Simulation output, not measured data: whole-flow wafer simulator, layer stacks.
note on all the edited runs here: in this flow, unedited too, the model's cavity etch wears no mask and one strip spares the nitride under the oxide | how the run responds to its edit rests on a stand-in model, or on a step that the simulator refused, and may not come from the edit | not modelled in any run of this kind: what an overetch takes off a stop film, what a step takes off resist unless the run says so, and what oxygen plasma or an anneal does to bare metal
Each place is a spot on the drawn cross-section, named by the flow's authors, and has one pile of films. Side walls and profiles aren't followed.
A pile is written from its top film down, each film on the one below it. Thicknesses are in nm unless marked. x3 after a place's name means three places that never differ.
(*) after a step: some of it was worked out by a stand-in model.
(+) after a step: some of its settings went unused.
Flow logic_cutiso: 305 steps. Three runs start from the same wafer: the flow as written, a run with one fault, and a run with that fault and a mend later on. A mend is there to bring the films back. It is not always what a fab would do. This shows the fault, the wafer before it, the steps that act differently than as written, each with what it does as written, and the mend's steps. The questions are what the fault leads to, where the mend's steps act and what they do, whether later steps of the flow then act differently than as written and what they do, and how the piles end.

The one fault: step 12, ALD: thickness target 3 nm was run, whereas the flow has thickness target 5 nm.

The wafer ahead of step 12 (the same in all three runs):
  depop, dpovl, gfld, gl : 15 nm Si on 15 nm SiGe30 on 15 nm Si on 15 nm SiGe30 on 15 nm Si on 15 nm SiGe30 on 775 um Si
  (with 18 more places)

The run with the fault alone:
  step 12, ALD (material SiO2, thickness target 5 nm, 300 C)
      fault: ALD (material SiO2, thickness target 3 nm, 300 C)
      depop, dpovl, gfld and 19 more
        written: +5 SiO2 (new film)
        fault: +3 SiO2 (new film)
  Steps further on in the flow that do not act as written (not shown: 12 more steps that differ only slightly, by at most 2% or 0.5 nm, whichever is larger):
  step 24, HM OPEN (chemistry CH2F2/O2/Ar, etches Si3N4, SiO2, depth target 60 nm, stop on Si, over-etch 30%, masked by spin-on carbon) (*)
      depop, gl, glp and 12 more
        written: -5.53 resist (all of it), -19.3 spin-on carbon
        fault: -5.53 resist (all of it), -18.3 spin-on carbon
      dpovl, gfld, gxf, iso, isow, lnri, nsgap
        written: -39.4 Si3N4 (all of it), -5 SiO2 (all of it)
        fault: -39.4 Si3N4 (all of it), -3 SiO2 (all of it)
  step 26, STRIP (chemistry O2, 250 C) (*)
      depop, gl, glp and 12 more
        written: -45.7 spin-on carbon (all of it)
        fault: -46.7 spin-on carbon (all of it)
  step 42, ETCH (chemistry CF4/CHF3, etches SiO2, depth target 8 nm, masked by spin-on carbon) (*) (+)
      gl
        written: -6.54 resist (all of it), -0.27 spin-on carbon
        fault: -4.38 resist
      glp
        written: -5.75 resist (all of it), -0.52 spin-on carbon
        fault: -4.38 resist
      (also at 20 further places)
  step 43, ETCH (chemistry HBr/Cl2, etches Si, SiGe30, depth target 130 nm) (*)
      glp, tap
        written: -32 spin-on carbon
        fault: -1.38 resist (all of it), -30.1 spin-on carbon
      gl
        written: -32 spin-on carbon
        fault: -2.16 resist (all of it), -29 spin-on carbon
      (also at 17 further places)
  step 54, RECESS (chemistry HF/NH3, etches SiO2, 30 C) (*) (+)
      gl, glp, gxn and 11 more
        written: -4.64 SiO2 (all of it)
        fault: -2.64 SiO2 (all of it)
  At the end the piles are close to the flow's at the places that both follow, differing by at most 2% or 0.5 nm, whichever is larger.

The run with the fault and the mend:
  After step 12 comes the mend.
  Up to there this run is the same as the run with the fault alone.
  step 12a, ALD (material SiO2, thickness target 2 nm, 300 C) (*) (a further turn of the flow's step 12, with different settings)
      depop, dpovl, gfld and 19 more
        +2 SiO2
  Every later step of the flow that is run acts as written at every place that is followed.
  At every place that both follow, the piles at the end match the flow's.
